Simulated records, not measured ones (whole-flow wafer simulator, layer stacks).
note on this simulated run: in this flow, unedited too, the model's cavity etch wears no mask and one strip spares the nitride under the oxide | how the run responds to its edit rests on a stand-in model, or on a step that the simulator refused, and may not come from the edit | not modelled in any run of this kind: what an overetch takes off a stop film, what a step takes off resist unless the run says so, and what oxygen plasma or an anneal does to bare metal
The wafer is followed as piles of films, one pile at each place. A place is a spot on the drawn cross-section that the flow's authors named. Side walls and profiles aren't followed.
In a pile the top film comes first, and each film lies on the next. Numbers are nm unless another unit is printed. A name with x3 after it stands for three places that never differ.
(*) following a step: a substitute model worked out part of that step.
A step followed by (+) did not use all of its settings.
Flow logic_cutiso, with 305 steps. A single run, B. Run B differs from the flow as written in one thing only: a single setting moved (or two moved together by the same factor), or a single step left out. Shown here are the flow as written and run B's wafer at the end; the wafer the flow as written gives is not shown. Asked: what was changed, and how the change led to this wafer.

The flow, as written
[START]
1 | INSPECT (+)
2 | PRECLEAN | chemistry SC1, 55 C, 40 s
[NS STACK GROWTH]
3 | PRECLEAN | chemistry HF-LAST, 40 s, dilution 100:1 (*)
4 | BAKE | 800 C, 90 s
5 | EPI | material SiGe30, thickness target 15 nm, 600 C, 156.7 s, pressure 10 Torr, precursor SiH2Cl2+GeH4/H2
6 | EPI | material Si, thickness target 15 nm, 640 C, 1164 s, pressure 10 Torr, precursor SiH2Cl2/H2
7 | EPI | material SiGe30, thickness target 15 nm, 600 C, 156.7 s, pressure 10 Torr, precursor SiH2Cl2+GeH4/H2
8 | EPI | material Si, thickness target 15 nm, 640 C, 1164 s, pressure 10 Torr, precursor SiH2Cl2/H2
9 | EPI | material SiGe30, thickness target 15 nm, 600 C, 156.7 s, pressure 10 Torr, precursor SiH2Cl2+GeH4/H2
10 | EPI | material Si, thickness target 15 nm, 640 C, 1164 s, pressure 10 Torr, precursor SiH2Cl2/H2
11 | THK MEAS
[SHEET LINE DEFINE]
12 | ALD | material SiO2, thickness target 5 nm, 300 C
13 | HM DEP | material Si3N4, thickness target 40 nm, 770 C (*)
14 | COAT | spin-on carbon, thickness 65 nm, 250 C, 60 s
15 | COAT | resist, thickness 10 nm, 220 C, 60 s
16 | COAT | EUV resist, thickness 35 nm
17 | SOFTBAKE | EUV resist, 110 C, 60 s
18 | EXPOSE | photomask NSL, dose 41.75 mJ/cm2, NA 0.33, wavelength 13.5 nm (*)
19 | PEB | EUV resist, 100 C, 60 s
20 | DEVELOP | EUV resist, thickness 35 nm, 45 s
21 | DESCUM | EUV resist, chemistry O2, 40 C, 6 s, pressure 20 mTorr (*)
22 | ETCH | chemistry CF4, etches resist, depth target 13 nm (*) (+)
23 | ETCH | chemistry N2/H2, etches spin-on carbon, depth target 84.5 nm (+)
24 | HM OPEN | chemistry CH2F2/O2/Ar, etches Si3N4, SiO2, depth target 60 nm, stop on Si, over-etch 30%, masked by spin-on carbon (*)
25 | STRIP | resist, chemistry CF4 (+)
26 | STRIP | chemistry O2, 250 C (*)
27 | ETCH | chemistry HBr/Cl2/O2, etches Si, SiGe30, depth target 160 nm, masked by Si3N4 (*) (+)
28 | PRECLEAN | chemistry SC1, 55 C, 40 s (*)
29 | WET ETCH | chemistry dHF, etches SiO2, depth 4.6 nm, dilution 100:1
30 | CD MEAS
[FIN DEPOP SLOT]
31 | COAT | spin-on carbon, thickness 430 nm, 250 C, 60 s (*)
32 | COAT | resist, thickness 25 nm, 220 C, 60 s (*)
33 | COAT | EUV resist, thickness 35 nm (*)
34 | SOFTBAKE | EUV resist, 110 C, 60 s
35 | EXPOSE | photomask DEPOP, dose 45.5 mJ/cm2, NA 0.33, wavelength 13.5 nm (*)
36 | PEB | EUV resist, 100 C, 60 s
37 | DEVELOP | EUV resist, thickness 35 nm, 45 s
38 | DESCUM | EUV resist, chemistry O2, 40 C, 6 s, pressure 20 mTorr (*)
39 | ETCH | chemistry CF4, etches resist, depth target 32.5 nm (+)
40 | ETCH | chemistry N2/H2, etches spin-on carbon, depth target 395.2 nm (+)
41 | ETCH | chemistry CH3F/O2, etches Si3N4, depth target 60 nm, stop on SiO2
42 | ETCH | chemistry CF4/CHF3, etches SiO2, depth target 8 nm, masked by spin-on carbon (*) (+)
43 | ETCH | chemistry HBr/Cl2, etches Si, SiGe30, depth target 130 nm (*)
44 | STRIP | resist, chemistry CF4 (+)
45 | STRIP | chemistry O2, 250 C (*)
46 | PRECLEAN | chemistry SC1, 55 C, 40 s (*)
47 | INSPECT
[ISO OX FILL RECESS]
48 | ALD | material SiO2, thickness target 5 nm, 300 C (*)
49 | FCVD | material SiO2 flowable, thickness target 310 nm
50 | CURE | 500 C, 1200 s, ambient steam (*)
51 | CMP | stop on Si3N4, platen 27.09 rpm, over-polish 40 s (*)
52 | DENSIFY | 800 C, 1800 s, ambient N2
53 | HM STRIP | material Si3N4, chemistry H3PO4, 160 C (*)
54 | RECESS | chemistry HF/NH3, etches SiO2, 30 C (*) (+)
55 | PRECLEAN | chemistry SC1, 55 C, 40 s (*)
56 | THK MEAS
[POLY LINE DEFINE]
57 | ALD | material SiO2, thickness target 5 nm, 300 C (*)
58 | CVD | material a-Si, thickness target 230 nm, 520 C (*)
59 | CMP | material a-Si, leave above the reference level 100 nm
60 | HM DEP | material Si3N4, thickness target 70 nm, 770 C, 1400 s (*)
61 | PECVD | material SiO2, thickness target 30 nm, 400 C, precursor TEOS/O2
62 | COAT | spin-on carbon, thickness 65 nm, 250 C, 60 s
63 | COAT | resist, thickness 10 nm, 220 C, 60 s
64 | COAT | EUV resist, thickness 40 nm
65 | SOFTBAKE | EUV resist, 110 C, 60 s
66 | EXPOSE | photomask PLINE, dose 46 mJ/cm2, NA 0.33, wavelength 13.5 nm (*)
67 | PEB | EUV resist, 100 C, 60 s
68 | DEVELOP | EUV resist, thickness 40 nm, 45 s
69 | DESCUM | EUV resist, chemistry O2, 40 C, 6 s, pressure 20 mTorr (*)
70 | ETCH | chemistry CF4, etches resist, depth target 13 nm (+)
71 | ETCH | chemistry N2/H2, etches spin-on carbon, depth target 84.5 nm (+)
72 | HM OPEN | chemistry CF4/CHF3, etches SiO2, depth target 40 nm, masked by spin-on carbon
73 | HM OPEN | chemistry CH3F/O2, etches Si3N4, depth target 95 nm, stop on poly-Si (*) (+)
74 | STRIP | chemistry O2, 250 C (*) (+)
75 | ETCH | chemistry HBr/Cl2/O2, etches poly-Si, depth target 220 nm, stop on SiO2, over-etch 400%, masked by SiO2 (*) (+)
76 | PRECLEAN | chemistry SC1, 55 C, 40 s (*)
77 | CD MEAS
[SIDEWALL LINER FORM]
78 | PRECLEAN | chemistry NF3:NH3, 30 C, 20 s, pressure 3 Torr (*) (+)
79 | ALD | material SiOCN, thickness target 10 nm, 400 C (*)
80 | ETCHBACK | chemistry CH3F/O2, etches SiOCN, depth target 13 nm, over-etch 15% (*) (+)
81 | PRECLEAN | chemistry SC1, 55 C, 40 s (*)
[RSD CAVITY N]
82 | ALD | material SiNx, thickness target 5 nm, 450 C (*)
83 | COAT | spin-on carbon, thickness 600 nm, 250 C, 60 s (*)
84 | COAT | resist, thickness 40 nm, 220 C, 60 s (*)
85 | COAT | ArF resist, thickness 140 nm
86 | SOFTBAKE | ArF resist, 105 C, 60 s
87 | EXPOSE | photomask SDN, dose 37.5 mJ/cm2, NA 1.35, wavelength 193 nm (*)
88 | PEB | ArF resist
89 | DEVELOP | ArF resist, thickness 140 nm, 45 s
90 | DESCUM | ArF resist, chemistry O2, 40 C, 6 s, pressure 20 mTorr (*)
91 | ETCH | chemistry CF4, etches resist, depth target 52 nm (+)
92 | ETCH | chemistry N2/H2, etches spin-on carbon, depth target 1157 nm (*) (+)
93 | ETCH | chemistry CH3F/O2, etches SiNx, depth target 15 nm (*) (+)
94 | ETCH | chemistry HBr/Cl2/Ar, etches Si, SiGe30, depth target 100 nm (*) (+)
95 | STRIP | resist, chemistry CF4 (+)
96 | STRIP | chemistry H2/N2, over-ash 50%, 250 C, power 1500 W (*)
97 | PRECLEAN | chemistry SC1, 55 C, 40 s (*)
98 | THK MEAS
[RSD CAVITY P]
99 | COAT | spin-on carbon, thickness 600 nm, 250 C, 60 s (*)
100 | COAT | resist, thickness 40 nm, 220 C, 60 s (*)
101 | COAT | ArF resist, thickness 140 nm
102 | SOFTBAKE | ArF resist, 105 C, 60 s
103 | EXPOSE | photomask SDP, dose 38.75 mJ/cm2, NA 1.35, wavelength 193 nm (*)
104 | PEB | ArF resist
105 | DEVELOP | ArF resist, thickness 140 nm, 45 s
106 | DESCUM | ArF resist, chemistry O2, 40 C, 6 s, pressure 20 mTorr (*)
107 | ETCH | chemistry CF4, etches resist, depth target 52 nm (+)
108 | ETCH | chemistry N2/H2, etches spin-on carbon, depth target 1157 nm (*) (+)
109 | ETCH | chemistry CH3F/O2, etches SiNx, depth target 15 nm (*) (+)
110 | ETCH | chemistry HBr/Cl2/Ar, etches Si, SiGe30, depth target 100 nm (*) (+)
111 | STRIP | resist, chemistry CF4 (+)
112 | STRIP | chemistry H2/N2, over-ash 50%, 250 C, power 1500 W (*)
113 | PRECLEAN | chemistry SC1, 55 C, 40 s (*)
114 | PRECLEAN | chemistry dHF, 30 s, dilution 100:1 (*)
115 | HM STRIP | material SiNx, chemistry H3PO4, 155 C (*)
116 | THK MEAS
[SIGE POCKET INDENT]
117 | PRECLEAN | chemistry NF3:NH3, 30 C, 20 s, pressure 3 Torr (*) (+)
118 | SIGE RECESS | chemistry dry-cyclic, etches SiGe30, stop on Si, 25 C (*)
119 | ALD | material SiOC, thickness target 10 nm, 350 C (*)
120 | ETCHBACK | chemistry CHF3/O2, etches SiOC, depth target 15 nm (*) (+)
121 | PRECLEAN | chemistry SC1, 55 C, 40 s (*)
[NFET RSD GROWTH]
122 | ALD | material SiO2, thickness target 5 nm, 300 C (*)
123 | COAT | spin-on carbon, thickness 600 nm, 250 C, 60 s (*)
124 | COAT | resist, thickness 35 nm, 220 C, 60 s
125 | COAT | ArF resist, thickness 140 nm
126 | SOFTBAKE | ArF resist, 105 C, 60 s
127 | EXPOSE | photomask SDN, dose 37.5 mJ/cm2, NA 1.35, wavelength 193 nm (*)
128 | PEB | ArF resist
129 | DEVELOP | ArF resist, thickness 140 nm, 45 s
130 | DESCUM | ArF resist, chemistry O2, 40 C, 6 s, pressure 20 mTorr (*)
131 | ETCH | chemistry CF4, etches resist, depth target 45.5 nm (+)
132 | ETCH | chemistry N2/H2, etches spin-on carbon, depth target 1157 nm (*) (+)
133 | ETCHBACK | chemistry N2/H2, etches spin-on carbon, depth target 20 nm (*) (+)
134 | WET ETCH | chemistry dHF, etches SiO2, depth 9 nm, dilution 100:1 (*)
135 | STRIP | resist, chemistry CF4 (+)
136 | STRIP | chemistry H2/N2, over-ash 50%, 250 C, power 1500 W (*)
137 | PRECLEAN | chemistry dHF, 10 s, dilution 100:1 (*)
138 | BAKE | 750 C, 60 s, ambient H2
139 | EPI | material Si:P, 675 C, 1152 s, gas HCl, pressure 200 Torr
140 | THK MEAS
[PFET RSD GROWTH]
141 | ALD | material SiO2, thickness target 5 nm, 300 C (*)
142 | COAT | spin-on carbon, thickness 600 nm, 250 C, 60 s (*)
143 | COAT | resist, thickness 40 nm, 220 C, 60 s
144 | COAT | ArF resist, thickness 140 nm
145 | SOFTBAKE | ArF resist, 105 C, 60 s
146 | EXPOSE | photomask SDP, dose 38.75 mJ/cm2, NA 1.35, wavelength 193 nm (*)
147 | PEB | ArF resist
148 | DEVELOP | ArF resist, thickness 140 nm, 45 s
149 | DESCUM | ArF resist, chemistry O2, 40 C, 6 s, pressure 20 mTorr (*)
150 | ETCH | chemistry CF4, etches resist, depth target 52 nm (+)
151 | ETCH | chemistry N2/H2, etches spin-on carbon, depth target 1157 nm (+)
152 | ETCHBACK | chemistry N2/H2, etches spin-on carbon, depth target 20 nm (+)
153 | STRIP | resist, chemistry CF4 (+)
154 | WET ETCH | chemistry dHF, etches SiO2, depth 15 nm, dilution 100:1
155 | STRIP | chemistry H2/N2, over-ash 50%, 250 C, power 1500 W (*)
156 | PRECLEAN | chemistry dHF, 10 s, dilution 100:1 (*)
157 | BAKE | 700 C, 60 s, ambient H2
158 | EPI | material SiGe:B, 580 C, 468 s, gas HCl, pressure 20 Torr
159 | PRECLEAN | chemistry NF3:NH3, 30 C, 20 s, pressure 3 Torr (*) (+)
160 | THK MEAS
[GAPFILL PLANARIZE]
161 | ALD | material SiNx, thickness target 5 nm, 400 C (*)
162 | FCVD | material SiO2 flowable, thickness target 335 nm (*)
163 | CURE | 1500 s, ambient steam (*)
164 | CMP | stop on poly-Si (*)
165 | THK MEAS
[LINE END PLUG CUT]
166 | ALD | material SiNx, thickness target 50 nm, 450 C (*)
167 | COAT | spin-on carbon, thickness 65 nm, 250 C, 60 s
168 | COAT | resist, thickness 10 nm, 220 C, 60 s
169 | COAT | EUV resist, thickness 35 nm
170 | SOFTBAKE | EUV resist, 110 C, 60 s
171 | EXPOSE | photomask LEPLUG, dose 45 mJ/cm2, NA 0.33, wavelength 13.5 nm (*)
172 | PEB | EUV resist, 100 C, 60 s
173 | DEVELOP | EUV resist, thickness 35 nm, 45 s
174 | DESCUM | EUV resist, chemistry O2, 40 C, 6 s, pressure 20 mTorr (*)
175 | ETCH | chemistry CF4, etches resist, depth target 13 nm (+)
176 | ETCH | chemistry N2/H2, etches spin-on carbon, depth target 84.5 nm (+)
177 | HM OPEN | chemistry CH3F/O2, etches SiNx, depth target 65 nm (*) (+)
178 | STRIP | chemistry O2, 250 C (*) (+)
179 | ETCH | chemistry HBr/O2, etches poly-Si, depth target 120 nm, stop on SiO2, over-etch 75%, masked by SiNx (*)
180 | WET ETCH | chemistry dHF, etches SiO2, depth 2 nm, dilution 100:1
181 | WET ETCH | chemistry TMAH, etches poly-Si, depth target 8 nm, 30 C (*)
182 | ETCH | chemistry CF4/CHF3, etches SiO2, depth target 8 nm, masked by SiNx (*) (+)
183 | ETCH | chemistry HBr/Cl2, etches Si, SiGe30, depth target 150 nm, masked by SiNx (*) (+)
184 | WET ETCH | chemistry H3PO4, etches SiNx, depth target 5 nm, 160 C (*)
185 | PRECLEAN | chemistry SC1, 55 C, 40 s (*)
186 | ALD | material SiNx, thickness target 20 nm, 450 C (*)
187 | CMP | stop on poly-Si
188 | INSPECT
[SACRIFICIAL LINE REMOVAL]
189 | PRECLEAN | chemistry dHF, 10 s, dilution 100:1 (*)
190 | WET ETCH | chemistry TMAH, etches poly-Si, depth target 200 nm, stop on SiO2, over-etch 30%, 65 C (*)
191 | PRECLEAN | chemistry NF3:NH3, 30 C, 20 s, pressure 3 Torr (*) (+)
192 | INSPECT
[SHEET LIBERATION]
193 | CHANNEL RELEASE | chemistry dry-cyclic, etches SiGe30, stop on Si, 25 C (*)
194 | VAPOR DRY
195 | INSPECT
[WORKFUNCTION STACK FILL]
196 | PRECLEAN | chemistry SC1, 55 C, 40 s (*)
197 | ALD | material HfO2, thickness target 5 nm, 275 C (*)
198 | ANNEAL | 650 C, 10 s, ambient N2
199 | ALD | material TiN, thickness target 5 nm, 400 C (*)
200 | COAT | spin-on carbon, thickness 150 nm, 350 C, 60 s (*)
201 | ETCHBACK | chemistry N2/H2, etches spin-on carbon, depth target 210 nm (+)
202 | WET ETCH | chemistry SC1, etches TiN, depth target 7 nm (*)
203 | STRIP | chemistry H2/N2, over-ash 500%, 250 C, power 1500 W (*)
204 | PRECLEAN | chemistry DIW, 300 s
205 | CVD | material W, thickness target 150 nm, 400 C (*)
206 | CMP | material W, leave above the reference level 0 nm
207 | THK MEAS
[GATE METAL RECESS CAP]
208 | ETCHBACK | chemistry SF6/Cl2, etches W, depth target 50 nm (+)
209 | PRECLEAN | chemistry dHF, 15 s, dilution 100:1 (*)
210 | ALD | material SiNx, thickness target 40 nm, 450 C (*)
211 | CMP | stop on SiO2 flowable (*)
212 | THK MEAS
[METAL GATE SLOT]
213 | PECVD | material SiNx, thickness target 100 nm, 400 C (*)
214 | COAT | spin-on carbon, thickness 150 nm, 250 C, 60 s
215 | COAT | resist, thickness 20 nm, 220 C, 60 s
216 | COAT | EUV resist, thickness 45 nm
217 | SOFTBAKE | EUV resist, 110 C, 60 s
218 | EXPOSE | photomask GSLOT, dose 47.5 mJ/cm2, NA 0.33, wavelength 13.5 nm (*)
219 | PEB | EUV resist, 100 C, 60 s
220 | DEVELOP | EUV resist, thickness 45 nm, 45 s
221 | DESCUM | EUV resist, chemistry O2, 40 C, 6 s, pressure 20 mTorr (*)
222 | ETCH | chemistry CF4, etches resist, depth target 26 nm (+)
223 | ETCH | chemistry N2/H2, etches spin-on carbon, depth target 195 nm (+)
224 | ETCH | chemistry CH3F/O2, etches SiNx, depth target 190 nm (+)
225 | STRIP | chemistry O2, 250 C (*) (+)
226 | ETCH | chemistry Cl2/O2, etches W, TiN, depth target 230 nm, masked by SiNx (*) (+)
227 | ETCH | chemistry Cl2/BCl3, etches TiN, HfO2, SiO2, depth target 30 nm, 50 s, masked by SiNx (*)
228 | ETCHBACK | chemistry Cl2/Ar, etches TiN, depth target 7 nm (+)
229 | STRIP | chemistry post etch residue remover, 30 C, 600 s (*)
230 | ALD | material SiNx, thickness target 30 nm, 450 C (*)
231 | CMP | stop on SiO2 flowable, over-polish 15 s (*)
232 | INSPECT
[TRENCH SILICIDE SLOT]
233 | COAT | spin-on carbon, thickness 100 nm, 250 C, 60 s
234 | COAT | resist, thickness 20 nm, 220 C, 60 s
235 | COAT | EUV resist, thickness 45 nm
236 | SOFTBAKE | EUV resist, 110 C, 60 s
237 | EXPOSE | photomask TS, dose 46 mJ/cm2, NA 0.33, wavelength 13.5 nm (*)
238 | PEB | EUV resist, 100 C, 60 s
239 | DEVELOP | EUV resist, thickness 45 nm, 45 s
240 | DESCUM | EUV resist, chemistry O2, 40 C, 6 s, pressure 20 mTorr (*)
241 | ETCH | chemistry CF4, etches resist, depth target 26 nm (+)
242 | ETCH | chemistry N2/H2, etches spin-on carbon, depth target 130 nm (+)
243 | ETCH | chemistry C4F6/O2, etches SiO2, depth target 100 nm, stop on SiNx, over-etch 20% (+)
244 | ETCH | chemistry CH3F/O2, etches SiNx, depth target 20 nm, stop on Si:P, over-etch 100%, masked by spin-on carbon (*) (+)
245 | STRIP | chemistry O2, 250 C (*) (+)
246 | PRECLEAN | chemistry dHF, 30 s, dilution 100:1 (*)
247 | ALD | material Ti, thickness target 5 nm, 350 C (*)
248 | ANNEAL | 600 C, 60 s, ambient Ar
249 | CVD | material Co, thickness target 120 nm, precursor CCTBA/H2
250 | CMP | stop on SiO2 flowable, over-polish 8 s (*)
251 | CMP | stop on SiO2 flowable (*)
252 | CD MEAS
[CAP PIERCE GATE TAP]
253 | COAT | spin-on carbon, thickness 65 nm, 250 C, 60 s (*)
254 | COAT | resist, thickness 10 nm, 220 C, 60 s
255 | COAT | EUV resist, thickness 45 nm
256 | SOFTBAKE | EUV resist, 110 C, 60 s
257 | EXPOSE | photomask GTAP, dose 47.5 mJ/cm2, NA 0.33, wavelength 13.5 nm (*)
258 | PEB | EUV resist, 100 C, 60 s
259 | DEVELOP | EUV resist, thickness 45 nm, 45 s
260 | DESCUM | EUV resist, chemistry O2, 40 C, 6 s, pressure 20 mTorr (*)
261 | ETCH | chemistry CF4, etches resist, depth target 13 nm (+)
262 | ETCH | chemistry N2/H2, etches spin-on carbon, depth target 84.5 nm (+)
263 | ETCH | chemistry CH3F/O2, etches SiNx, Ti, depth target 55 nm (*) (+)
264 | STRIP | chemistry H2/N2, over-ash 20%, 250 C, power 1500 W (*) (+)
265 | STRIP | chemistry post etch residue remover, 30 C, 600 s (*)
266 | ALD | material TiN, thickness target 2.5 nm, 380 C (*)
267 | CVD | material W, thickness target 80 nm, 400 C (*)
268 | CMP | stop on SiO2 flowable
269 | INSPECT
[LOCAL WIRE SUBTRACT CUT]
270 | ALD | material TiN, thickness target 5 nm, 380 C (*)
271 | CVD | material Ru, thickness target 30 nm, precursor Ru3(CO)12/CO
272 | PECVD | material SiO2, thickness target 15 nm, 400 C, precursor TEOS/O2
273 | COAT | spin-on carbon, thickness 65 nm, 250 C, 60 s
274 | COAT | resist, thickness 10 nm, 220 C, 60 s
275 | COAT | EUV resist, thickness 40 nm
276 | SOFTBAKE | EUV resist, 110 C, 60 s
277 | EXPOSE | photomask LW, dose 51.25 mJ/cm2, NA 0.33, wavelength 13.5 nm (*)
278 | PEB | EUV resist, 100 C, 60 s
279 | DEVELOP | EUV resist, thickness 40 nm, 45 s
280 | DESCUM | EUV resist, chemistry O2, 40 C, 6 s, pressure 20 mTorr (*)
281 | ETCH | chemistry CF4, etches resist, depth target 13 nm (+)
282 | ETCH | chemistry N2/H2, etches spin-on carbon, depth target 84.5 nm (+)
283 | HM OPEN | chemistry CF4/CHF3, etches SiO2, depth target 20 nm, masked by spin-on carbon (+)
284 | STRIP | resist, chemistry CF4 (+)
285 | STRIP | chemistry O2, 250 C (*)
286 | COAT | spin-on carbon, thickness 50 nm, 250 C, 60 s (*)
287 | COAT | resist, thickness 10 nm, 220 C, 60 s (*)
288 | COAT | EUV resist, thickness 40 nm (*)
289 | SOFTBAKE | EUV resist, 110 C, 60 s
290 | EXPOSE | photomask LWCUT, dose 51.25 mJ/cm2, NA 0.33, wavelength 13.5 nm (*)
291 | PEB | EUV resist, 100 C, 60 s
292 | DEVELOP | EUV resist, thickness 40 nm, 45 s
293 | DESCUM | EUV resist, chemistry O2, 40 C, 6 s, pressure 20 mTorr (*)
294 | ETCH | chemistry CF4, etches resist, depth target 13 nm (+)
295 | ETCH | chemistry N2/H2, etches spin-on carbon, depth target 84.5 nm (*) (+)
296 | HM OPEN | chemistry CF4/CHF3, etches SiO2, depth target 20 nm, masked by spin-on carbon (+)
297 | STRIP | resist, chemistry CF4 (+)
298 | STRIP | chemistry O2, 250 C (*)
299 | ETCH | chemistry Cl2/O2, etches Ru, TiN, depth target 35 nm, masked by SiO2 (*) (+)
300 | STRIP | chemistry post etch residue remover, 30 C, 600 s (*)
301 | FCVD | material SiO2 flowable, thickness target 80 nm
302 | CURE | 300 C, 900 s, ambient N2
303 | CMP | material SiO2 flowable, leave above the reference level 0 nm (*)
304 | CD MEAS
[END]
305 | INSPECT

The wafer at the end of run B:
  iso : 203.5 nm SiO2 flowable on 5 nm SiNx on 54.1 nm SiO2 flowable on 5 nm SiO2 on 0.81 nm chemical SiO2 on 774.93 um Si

What caused this: step 117, PRECLEAN: chemistry NF3:NH3, 30 C, 20 s, pressure 3 Torr (*) (+), was not run.

How this came from the change, step by step:
  119 | ALD | material SiOC, thickness target 10 nm, 350 C (*)
      gxn, gxp: SiOC gains 10 (new film) (in the flow as written it would be: SiOC gains 11 (new film))
  120 | ETCHBACK | chemistry CHF3/O2, etches SiOC, depth target 15 nm (*) (+)
      gl, tap: SiOC loses 10 (all of it), SiO2 loses 5 (in the flow as written it would be: SiOC loses 10 (all of it), SiO2 loses 4.21 (all of it), Si3N4 loses 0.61)
      glp: SiOC loses 10 (all of it), SiO2 loses 5 (in the flow as written it would be: SiOC loses 10 (all of it), SiO2 loses 4.25 (all of it), Si3N4 loses 0.58)
      (as well as at 2 more places)
  122 | ALD | material SiO2, thickness target 5 nm, 300 C (*)
      gl, glp, tap: SiO2 gains 5 (in the flow as written it would be: SiO2 gains 5 (new film))
      gxn: SiO2 gains 6.89 (in the flow as written it would be: SiO2 gains 6.76 (new film))
      (as well as at 1 more place)
  132 | ETCH | chemistry N2/H2, etches spin-on carbon, depth target 1157 nm (*) (+)
      gl, tap: spin-on carbon loses 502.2 (all of it), SiO2 loses 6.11 (all of it) (in the flow as written it would be: spin-on carbon loses 501.7 (all of it), SiO2 loses 5 (all of it), Si3N4 loses 0.5)
  133 | ETCHBACK | chemistry N2/H2, etches spin-on carbon, depth target 20 nm (*) (+)
      gxn: SiO2 loses 1.11 (in the flow as written it would be: SiO2 loses 0.7 (all of it), Si3N4 loses 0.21)
  134 | WET ETCH | chemistry dHF, etches SiO2, depth 9 nm, dilution 100:1 (*)
      gxn: SiO2 loses 0.8 (all of it), Si3N4 loses 0.24 (in the flow as written it would be: Si3N4 loses 0.34)
  153 | STRIP | resist, chemistry CF4 (+)
      glp: SiO2 loses 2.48 (all of it) (in the flow as written it would be: SiO2 loses 1.36 (all of it))
      gxp: SiO2 loses 4.29 (all of it) (in the flow as written it would be: SiO2 loses 3.06 (all of it))
  161 | ALD | material SiNx, thickness target 5 nm, 400 C (*)
      gxp: SiNx gains 7 (new film) (in the flow as written it would be: SiNx gains 5 (new film))
  164 | CMP | stop on poly-Si (*)
      depop, dpovl, isow, ns, nsgap: SiO2 flowable loses 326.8 (all of it), SiNx loses 5 (all of it), SiO2 loses 6.07 (all of it), Si3N4 loses 70 (all of it) (in the flow as written it would be: SiO2 flowable loses 326.8 (all of it), SiNx loses 5 (all of it), SiO2 loses 4.13 (all of it), Si3N4 loses 70 (all of it))
      gl, tap: SiO2 flowable loses 270.7 (all of it), SiNx loses 5 (all of it), Si3N4 loses 56.5 (all of it) (in the flow as written it would be: SiO2 flowable loses 270.7 (all of it), SiNx loses 5 (all of it), Si3N4 loses 55.3 (all of it))
      (as well as at 4 more places)
